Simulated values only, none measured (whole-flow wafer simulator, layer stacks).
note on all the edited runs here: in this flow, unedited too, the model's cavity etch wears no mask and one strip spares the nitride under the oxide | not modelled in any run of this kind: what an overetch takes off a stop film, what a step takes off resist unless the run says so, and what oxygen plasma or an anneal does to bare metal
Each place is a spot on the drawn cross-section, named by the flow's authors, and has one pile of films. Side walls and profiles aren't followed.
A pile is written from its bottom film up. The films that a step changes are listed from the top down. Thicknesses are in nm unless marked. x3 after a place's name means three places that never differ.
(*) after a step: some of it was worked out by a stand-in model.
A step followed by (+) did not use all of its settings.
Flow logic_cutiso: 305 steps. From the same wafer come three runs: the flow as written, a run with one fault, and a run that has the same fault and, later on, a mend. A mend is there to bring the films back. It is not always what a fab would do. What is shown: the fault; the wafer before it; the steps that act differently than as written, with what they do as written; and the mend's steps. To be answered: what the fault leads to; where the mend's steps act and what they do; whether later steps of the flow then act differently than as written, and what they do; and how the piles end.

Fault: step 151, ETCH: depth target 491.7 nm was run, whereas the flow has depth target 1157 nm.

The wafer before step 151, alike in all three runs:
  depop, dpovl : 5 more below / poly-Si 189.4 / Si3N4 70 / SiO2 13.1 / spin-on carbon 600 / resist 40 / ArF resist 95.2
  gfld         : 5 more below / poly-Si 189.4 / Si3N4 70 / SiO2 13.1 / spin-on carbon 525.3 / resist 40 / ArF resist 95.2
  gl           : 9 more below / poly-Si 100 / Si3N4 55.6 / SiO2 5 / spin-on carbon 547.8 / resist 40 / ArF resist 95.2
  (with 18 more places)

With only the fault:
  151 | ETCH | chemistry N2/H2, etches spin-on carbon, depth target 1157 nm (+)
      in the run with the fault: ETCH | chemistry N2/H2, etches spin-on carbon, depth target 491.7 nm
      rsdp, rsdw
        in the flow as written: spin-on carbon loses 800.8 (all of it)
        in the run with the fault: spin-on carbon loses 491.7
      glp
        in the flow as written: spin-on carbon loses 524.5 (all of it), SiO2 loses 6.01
        in the run with the fault: spin-on carbon loses 491.7
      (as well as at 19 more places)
  Later steps of the flow acting differently than as written (16 other steps are not shown; they differ only slightly, by no more than 2% or 0.5 nm, whichever is larger):
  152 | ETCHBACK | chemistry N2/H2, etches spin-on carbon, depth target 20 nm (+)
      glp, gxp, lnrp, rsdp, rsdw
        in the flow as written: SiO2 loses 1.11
        in the run with the fault: spin-on carbon loses 20
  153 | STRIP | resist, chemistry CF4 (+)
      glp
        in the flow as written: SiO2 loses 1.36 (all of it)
        in the run with the fault: nothing
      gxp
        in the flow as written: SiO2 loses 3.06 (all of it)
        in the run with the fault: nothing
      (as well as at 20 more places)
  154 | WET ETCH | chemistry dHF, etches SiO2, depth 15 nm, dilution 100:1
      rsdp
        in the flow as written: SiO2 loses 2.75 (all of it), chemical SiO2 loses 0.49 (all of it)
        in the run with the fault: nothing
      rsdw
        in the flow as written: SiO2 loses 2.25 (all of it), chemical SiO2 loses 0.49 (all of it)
        in the run with the fault: nothing
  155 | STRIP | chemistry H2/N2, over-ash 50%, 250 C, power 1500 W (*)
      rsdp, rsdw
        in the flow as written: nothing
        in the run with the fault: spin-on carbon loses 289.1 (all of it)
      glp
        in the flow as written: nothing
        in the run with the fault: spin-on carbon loses 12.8 (all of it)
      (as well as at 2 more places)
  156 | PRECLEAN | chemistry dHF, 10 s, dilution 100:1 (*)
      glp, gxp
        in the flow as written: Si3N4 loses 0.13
        in the run with the fault: SiO2 loses 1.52
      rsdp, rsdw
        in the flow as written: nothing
        in the run with the fault: SiO2 loses 1.52
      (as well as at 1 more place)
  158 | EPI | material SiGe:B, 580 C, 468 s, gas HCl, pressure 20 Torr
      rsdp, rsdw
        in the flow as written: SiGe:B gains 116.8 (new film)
        in the run with the fault: SiGe:B gains 109.4 (new film)
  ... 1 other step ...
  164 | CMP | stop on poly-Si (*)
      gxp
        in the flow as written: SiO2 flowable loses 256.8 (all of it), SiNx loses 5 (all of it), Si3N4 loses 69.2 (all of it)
        in the run with the fault: SiO2 flowable loses 256.5 (all of it), SiNx loses 5 (all of it), SiO2 loses 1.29 (all of it), Si3N4 loses 70 (all of it)
  The piles end different from the flow's at rsdp, rsdw by more than 2% or 0.5 nm, whichever is larger.
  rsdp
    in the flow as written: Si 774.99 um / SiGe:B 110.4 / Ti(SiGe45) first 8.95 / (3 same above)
    in the run with the fault: Si 774.99 um / chemical SiO2 0.49 / SiO2 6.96 / SiGe:B 102.9 / Ti(SiGe45) first 8.95 / (3 same above)
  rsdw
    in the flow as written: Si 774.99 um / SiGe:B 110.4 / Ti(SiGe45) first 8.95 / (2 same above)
    in the run with the fault: Si 774.99 um / chemical SiO2 0.49 / SiO2 6.96 / SiGe:B 102.9 / Ti(SiGe45) first 8.95 / (2 same above)

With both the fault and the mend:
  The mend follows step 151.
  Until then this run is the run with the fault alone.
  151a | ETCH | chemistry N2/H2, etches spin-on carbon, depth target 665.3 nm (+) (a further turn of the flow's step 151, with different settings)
      depop, dpovl, gfld and 14 more
        resist loses 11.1
      rsdp, rsdw
        spin-on carbon loses 309.1 (all of it)
      glp
        spin-on carbon loses 32.8 (all of it), SiO2 loses 6.01
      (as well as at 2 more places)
  Later steps of the flow that are run all act as written at every place that is followed.
  At every place that both follow, the piles at the end match the flow's.
